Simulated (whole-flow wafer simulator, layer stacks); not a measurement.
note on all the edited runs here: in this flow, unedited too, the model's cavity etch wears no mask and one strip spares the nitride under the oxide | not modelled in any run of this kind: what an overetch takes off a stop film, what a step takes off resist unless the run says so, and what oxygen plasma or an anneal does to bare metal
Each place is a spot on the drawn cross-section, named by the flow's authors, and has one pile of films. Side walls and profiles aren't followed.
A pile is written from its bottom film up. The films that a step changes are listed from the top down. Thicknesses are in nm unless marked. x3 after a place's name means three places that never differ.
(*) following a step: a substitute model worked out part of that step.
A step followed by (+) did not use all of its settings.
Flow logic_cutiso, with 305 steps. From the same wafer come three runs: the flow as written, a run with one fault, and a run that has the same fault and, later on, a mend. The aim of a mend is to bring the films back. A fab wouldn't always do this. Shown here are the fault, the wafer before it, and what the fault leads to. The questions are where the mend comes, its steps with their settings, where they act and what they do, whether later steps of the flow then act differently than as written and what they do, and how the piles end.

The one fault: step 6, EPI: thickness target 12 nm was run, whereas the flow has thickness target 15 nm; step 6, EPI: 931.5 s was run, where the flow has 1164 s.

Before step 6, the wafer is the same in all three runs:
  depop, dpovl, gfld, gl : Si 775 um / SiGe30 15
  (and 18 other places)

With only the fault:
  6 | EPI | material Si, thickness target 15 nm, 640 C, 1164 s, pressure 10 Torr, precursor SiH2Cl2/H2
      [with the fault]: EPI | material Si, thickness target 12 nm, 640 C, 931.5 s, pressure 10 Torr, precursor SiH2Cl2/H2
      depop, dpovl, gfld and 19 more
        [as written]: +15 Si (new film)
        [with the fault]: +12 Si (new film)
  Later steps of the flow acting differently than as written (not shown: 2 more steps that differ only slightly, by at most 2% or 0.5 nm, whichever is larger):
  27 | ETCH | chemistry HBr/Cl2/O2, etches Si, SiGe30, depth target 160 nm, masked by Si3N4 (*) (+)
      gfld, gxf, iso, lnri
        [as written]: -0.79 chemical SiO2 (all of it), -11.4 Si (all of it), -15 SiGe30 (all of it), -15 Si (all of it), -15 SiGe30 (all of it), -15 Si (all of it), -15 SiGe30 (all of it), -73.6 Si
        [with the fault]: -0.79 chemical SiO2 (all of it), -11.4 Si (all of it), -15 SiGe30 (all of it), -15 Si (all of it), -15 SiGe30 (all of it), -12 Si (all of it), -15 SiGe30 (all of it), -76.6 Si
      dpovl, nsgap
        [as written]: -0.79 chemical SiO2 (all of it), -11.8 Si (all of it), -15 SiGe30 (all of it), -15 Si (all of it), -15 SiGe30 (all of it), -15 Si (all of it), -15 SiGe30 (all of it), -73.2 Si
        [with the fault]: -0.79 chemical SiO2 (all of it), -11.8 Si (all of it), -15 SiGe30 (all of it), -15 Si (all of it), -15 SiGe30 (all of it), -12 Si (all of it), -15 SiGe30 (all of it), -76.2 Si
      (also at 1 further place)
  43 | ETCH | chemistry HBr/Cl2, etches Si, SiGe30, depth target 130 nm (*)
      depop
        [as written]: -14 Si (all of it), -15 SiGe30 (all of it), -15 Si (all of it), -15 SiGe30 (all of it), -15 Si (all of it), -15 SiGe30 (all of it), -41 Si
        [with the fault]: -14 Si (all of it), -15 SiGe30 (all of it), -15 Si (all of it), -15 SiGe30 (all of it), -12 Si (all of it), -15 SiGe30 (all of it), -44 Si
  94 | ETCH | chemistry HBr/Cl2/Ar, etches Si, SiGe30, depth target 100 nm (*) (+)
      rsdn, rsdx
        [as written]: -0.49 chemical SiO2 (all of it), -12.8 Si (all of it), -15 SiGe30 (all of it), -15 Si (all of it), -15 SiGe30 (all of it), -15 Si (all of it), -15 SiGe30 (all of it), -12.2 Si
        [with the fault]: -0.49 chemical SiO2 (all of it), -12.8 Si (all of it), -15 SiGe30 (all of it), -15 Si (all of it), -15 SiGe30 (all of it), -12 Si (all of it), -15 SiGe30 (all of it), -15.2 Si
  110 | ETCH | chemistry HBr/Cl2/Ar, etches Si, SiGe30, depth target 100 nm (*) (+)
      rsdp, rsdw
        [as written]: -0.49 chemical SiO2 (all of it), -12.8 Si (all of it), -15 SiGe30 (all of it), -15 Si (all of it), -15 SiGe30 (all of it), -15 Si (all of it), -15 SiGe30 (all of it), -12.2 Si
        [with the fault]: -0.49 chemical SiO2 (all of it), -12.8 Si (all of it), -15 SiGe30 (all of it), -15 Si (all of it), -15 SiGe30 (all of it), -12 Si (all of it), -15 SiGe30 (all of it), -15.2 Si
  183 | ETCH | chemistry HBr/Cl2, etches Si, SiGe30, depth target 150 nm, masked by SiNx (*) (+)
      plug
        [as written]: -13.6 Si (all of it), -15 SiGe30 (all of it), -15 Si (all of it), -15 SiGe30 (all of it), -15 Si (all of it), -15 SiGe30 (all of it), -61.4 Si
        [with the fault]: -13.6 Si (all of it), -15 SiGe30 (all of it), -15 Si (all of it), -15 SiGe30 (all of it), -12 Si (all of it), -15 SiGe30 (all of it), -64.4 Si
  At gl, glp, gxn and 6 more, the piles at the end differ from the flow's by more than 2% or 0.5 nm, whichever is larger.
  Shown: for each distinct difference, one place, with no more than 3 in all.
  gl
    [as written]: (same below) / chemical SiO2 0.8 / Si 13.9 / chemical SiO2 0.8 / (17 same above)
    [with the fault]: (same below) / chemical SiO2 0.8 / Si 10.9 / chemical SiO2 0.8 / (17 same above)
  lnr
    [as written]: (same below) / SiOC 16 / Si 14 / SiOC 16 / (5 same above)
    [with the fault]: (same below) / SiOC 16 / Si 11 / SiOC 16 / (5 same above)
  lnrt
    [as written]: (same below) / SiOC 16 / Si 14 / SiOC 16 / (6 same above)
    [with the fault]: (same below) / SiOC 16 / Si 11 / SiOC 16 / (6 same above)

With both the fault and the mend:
  The mend follows step 6.
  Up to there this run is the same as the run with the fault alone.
  6a | EPI | material Si, thickness target 3 nm, 640 C, 232.9 s, pressure 10 Torr, precursor SiH2Cl2/H2 (a further turn of the flow's step 6, with different settings)
      depop, dpovl, gfld and 19 more
        +3 Si
  Later steps of the flow that are run all act as written at every place that is followed, up to a difference of at most 2% or 0.5 nm, whichever is larger.
  The piles end the same as the flow's at every place that both follow.
